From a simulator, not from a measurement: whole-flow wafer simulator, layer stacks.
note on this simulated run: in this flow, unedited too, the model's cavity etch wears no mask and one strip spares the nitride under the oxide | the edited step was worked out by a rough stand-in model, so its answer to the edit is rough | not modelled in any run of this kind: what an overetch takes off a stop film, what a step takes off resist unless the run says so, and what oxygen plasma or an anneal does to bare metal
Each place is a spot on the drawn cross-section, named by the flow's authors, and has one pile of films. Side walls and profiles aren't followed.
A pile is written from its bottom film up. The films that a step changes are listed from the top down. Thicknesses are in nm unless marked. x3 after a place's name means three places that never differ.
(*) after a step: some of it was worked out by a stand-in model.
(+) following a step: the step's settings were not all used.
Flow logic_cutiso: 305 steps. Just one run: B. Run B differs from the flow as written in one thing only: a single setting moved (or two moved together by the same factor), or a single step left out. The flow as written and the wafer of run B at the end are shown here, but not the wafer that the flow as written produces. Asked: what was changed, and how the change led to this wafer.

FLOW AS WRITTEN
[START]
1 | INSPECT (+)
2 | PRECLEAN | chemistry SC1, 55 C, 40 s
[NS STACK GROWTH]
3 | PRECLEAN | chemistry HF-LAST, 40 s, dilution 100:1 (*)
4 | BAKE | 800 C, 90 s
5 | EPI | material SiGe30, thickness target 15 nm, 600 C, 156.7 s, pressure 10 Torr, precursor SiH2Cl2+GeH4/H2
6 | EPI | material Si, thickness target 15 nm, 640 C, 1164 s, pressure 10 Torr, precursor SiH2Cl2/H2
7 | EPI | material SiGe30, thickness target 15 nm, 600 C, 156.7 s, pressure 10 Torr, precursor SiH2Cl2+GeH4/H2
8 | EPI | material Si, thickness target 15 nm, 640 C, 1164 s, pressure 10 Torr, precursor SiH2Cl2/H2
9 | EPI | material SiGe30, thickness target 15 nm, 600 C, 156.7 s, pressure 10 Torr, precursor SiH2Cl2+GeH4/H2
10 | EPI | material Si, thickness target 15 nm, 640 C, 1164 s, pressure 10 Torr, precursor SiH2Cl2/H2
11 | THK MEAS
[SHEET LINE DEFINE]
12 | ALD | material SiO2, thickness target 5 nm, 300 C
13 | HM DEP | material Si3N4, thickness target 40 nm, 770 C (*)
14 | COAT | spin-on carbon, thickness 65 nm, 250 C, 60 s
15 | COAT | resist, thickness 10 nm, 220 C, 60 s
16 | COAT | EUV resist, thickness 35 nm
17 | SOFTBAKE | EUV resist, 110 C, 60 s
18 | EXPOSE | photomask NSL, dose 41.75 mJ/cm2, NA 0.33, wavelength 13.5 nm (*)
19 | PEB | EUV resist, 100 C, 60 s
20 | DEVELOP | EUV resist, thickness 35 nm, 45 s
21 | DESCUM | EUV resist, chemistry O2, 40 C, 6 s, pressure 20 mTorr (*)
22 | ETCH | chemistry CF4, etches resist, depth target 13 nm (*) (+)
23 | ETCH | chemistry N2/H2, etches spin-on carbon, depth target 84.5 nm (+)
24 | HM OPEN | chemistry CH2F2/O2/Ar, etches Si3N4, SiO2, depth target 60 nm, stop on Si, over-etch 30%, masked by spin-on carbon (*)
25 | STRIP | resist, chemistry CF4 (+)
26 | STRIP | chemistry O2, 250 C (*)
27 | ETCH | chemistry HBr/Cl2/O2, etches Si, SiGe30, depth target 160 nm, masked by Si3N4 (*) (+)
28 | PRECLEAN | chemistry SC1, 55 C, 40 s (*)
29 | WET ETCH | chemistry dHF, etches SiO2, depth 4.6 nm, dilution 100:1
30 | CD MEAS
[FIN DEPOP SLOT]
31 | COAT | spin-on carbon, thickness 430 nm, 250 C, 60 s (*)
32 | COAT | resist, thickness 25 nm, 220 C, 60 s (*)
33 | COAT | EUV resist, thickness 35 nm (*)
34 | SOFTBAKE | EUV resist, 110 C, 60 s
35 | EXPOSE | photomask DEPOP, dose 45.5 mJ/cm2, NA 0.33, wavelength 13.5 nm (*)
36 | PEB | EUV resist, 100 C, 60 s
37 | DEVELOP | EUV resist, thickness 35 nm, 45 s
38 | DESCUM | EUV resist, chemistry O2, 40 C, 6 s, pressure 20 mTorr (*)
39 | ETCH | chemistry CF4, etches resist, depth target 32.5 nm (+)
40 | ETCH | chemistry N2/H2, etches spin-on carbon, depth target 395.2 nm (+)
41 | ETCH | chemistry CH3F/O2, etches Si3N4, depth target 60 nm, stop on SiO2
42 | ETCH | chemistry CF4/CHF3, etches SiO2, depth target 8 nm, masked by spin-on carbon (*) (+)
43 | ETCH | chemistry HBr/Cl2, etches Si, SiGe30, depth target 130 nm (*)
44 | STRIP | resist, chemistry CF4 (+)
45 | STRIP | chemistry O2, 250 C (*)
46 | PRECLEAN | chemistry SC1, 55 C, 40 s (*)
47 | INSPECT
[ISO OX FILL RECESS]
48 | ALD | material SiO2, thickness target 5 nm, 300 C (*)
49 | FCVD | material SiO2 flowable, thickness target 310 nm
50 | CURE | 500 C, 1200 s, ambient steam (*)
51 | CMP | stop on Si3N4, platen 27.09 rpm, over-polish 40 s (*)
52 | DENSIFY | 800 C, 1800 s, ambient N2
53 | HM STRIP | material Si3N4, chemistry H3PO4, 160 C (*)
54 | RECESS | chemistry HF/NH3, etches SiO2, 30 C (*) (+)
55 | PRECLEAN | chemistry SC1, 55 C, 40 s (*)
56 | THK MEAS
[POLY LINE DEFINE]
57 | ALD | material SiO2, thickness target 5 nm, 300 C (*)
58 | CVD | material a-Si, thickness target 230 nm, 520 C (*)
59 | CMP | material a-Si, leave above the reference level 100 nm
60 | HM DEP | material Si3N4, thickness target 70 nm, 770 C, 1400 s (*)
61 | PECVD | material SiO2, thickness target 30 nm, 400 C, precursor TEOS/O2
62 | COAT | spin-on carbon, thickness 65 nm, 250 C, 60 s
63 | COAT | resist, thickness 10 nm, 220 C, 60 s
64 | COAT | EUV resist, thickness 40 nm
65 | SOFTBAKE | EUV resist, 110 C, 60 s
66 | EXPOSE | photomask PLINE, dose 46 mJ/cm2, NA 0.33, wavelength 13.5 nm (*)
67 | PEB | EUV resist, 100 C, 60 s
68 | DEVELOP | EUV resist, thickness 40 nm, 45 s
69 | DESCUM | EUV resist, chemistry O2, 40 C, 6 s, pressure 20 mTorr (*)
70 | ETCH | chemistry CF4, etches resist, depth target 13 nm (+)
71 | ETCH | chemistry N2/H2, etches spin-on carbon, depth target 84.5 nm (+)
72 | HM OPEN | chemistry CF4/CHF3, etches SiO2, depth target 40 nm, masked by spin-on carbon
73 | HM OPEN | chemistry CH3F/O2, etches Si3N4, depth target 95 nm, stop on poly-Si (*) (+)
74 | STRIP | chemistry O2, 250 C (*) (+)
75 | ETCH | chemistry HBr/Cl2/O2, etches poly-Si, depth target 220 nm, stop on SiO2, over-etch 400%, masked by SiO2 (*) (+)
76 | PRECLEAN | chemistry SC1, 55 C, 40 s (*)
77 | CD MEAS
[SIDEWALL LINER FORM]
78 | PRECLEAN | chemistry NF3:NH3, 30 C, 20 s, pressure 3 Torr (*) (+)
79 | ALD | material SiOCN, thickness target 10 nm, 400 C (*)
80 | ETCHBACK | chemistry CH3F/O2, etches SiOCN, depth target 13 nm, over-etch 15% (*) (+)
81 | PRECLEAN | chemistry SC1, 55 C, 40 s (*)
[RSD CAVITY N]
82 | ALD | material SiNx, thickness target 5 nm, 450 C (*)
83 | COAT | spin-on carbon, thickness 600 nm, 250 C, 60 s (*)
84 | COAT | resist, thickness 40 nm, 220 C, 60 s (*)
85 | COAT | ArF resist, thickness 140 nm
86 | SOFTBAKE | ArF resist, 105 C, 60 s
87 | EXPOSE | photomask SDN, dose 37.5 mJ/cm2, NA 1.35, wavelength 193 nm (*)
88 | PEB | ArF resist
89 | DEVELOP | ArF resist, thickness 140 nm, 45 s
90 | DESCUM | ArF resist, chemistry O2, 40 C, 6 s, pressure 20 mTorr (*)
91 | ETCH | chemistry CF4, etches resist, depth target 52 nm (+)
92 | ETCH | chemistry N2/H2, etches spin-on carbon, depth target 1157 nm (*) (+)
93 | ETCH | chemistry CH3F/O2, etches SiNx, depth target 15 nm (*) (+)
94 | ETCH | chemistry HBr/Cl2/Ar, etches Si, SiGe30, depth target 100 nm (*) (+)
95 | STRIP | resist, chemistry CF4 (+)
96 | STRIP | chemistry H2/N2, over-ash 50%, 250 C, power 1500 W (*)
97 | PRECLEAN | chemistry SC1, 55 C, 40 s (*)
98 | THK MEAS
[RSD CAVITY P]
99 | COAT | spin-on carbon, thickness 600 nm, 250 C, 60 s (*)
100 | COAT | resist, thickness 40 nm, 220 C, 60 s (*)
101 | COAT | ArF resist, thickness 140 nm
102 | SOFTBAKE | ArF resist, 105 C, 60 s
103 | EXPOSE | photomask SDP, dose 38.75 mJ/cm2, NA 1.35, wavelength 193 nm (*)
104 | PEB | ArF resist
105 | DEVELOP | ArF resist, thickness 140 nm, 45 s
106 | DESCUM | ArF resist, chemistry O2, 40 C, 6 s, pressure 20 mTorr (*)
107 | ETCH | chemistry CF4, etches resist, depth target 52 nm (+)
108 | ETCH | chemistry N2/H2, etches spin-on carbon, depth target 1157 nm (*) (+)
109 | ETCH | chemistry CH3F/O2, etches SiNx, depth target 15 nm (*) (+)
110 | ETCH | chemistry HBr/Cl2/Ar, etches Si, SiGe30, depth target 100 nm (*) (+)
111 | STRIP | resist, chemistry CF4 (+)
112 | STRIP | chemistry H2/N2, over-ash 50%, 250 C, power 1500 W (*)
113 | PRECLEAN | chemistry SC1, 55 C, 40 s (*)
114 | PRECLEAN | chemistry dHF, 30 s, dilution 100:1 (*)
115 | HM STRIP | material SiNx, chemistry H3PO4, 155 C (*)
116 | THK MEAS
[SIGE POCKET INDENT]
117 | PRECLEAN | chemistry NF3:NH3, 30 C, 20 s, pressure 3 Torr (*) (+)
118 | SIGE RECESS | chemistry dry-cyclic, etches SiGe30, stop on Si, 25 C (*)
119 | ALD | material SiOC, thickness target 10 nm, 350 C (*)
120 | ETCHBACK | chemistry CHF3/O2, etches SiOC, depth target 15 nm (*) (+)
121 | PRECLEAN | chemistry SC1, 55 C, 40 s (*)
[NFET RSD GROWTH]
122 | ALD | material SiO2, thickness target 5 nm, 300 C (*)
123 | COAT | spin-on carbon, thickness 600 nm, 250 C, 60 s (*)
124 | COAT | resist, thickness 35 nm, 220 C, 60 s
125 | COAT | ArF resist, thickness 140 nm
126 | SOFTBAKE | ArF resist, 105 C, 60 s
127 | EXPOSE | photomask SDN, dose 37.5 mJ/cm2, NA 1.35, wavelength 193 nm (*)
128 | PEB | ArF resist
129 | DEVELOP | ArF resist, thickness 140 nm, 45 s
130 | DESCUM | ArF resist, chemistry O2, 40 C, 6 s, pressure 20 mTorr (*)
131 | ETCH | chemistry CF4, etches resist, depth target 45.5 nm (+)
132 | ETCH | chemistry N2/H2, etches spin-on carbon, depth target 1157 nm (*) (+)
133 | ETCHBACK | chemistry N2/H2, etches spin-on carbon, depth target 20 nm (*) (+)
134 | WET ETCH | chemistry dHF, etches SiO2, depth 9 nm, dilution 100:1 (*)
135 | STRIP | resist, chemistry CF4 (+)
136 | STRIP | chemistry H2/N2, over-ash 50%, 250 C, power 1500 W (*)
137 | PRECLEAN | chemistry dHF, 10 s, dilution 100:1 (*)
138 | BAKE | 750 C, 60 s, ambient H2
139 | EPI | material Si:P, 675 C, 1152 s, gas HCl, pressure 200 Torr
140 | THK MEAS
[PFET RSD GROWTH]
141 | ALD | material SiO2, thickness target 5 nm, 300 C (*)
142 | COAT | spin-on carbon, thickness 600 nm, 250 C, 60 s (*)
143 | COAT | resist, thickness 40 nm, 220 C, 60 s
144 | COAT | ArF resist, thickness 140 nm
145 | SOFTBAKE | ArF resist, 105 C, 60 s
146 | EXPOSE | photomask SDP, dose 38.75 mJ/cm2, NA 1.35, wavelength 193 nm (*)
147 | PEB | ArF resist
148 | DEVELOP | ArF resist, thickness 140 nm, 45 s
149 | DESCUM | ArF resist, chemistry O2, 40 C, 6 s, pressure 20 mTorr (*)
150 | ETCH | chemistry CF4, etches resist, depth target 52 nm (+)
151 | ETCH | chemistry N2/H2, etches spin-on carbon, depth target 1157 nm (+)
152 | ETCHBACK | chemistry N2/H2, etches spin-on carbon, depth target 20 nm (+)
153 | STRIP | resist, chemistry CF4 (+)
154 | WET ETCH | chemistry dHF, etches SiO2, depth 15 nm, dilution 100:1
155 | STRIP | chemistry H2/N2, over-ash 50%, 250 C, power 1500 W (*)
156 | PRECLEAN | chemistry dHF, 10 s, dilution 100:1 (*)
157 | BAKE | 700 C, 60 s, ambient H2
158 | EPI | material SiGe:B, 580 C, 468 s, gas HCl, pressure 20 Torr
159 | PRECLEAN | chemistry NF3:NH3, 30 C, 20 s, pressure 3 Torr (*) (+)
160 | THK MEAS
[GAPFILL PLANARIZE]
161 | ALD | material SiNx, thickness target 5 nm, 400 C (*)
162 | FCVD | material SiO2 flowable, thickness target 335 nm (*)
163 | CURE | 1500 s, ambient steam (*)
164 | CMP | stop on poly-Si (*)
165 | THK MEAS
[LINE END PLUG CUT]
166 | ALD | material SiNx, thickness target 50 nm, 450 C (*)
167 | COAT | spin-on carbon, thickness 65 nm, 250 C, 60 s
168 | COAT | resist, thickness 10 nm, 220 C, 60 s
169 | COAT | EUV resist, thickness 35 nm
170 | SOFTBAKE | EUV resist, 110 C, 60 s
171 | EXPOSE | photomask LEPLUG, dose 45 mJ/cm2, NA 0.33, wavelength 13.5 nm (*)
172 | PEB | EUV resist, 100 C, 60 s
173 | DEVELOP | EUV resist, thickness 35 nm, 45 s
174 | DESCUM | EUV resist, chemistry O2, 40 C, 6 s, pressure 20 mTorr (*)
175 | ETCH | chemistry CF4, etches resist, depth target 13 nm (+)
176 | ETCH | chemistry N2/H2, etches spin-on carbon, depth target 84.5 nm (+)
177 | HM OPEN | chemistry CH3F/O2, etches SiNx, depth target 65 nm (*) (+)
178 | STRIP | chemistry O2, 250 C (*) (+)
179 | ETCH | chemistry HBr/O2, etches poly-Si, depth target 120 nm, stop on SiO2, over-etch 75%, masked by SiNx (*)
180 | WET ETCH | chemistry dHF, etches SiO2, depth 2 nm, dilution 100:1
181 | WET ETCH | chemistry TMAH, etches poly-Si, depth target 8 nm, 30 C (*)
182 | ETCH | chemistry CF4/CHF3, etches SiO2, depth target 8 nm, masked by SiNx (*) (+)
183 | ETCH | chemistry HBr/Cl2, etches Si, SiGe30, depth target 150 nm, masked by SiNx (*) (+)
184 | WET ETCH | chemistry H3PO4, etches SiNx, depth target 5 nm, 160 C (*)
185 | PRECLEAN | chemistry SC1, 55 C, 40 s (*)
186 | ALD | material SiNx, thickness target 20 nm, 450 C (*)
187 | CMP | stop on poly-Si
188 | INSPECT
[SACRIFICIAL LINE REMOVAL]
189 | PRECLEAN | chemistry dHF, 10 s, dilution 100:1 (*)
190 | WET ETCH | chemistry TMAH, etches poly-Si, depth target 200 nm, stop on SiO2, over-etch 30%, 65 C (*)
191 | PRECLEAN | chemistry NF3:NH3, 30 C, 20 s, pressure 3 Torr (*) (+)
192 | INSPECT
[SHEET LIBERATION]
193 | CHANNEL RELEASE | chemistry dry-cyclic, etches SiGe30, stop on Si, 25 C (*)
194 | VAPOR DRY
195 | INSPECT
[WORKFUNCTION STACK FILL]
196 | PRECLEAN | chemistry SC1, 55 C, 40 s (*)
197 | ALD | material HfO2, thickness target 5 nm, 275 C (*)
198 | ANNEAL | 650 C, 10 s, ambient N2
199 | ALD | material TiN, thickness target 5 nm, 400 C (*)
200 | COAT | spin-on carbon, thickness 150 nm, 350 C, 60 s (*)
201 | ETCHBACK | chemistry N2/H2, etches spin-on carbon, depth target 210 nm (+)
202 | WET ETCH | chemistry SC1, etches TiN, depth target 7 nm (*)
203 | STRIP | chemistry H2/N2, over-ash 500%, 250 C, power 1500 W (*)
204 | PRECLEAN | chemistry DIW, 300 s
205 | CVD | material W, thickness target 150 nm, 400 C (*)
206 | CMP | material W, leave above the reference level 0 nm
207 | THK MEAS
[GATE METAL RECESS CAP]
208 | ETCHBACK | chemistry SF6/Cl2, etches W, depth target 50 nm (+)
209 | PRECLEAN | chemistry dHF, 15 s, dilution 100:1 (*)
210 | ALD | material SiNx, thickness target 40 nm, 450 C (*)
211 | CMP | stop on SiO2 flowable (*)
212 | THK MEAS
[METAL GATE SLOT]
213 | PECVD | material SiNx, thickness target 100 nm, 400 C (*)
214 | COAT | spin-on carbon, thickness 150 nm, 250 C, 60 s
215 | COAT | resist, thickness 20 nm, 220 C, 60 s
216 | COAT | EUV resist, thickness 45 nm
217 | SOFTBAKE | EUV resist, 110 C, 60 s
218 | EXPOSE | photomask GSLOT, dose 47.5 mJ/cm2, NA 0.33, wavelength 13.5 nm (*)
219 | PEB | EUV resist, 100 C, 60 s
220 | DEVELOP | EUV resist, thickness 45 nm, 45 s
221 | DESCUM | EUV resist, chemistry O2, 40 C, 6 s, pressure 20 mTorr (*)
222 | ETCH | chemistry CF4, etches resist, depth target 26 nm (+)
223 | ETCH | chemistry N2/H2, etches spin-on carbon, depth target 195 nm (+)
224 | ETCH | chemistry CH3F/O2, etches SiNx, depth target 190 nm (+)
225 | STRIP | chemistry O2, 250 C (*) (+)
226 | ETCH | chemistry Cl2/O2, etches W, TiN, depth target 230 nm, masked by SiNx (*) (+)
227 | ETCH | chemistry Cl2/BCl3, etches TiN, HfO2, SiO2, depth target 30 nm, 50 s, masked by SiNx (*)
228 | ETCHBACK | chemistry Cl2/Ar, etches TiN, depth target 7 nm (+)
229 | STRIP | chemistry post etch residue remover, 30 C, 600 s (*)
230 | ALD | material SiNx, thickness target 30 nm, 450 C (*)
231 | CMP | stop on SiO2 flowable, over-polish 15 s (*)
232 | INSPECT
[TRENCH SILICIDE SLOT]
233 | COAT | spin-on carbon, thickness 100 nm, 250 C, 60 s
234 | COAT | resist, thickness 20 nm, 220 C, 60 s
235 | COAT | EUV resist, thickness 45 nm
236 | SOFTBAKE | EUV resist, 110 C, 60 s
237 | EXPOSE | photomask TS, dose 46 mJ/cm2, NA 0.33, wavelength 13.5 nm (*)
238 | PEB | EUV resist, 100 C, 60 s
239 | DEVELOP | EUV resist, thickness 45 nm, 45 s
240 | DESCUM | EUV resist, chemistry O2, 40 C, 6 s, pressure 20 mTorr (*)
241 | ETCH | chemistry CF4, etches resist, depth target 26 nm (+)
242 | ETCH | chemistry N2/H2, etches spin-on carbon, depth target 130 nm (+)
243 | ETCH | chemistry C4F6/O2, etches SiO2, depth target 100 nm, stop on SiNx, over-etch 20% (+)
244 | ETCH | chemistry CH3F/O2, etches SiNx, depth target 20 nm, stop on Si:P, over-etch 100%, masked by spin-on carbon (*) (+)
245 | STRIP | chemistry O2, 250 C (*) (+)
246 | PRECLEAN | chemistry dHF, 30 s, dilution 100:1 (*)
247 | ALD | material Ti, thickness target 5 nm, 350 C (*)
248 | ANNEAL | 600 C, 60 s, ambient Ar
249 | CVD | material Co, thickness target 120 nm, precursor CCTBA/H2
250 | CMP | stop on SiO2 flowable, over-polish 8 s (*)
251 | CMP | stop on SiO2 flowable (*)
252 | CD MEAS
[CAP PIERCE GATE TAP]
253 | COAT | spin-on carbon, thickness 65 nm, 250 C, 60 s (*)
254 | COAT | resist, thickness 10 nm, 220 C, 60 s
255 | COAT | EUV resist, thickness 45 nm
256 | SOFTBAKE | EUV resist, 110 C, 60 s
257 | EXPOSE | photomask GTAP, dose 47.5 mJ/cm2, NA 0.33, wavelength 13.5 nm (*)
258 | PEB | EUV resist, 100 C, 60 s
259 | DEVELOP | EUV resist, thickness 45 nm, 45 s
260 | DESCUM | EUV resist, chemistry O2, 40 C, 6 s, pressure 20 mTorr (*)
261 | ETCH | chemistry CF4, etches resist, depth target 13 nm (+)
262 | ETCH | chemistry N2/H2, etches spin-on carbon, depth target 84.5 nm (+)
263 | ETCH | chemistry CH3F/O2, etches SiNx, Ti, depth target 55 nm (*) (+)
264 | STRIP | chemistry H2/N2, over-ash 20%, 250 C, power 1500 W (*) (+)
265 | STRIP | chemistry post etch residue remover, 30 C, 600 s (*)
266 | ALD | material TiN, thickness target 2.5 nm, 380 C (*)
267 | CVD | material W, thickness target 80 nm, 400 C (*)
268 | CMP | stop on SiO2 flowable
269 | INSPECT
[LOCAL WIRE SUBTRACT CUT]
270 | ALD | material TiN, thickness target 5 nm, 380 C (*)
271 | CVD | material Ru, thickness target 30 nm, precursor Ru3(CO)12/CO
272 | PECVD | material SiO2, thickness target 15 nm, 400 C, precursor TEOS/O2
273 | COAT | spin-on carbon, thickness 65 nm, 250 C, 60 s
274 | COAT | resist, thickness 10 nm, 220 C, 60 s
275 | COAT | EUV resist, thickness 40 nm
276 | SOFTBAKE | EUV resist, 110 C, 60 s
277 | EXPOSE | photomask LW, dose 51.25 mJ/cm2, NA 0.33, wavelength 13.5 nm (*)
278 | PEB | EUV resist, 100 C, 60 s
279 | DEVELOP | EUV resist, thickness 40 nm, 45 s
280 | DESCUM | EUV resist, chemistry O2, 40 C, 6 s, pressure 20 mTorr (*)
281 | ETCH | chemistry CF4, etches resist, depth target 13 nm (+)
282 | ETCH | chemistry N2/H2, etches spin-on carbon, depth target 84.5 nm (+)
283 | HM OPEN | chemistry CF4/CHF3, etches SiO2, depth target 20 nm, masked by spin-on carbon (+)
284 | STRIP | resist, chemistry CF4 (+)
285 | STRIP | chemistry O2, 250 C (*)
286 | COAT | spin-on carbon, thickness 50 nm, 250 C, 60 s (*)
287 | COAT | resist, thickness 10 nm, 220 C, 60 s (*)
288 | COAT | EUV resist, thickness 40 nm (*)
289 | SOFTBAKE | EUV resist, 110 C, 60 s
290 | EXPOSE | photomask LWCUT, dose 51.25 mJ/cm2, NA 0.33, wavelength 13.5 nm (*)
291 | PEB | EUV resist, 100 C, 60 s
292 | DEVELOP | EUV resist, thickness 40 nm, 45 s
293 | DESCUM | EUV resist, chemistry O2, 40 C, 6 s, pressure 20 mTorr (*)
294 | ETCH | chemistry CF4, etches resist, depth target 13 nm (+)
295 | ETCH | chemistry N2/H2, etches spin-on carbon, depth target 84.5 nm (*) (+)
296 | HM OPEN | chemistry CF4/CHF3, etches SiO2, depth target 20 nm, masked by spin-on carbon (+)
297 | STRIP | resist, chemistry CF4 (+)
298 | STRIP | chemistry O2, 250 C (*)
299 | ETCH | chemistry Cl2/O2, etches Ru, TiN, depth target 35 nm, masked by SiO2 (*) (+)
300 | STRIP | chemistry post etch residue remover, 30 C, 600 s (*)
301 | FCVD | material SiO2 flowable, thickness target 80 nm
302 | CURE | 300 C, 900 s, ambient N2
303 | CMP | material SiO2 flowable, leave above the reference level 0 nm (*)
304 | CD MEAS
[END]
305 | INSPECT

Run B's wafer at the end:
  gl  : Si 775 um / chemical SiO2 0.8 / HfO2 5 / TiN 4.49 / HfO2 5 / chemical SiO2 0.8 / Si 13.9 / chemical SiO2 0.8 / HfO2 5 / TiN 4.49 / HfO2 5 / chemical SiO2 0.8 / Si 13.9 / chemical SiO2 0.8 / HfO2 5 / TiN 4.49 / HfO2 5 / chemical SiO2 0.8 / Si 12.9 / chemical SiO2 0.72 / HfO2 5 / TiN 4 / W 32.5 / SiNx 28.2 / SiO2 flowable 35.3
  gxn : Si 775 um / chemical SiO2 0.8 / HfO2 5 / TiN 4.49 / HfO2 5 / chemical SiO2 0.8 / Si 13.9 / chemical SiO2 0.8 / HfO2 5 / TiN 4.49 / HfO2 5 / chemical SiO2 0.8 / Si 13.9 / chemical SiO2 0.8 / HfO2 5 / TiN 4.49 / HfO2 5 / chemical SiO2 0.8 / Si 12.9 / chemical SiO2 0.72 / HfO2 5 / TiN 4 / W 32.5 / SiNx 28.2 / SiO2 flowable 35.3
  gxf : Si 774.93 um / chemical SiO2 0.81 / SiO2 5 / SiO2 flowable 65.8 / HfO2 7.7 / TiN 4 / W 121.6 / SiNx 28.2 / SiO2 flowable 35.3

The reason: step 199, ALD: thickness target 4 nm was run, though the flow has thickness target 5 nm.
The wafer lets one read it off: gxn has TiN 4, and step 199 as written asks for 5 nm.

The path from the change to this, step by step:
  199 | ALD | material TiN, thickness target 5 nm, 400 C (*)
      depop, dpovl, gxf and 12 more: TiN gains 4 (new film) (in the flow as written it would be: TiN gains 5 (new film))
      gl, glp, tap: TiN gains 4 (new film), TiN gains 4.49 (new film), cavity loses 4.49 (all of it), TiN gains 4.49 (new film), cavity loses 4.49 (all of it), TiN gains 4.49 (new film), cavity loses 4.49 (all of it) (in the flow as written it would be: TiN gains 5.26 (new film), TiN gains 4.49 (new film), cavity loses 4.49 (all of it), TiN gains 4.49 (new film), cavity loses 4.49 (all of it), TiN gains 4.49 (new film), cavity loses 4.49 (all of it))
      (as well as at 4 more places)
  200 | COAT | spin-on carbon, thickness 150 nm, 350 C, 60 s (*)
      lnr, lnrp: spin-on carbon gains 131 (new film) (in the flow as written it would be: spin-on carbon gains 133.9 (new film))
      rsdn, rsdw: spin-on carbon gains 142.8 (new film) (in the flow as written it would be: spin-on carbon gains 145.8 (new film))
      (as well as at 6 more places)
  201 | ETCHBACK | chemistry N2/H2, etches spin-on carbon, depth target 210 nm (+)
      lnr, lnrp: spin-on carbon loses 131 (all of it) (in the flow as written it would be: spin-on carbon loses 133.9 (all of it))
      rsdn, rsdw: spin-on carbon loses 142.8 (all of it) (in the flow as written it would be: spin-on carbon loses 145.8 (all of it))
      (as well as at 6 more places)
  202 | WET ETCH | chemistry SC1, etches TiN, depth target 7 nm (*)
      depop, dpovl, iso and 12 more: TiN loses 4 (all of it) (in the flow as written it would be: TiN loses 5 (all of it))
  203 | STRIP | chemistry H2/N2, over-ash 500%, 250 C, power 1500 W (*)
      gl, glp: spin-on carbon loses 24 (all of it) (in the flow as written it would be: spin-on carbon loses 26.7 (all of it))
      gxn, gxp: spin-on carbon loses 23.7 (all of it) (in the flow as written it would be: spin-on carbon loses 26.8 (all of it))
      (as well as at 3 more places)
  226 | ETCH | chemistry Cl2/O2, etches W, TiN, depth target 230 nm, masked by SiNx (*) (+)
      gfld: W loses 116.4 (all of it), TiN loses 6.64 (all of it), HfO2 loses 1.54 (in the flow as written it would be: W loses 115.4 (all of it), TiN loses 7.64 (all of it), HfO2 loses 1.54)
